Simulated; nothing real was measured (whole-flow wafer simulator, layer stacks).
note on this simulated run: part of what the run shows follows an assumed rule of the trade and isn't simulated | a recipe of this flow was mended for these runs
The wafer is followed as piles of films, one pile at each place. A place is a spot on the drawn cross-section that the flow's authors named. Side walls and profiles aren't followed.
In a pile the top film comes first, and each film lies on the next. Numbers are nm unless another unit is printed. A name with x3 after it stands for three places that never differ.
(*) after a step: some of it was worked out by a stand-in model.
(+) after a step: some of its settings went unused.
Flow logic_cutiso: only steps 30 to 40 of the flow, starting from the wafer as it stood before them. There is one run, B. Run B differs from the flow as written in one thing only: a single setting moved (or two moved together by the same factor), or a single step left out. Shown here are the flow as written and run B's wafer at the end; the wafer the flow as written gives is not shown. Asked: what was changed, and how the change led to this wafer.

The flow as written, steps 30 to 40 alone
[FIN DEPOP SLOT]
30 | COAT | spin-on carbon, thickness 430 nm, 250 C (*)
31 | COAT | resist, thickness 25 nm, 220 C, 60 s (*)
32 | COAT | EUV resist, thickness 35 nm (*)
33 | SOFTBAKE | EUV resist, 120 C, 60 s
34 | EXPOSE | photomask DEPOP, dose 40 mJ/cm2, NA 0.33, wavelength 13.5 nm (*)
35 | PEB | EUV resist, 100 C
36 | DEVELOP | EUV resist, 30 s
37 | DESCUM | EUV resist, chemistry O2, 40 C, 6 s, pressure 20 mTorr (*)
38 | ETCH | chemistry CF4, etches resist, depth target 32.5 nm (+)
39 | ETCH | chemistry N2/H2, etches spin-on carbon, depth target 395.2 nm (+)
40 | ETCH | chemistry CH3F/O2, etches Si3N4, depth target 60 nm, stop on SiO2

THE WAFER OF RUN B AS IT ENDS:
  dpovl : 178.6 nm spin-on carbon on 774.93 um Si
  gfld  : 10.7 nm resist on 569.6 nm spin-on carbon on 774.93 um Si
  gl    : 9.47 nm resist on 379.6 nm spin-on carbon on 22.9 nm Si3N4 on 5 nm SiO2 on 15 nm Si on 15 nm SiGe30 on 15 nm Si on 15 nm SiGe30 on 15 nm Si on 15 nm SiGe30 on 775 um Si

The reason: step 39, ETCH: depth target 309.8 nm was run, while the flow as written has depth target 395.2 nm.

Step by step, how the change led to this:
  39 | ETCH | chemistry N2/H2, etches spin-on carbon, depth target 395.2 nm (+)
      depop: -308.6 spin-on carbon (all of it) (in the flow as written it would be: -308.6 spin-on carbon (all of it), -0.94 Si3N4)
      gl, glp, gxp and 10 more: -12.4 EUV resist (all of it), -10.8 resist (in the flow as written it would be: -12.4 EUV resist (all of it), -13.9 resist)
      (and at 8 other places as well)
  40 | ETCH | chemistry CH3F/O2, etches Si3N4, depth target 60 nm, stop on SiO2
      depop: -22.9 Si3N4 (all of it), -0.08 SiO2 (in the flow as written it would be: -22 Si3N4 (all of it), -0.08 SiO2)
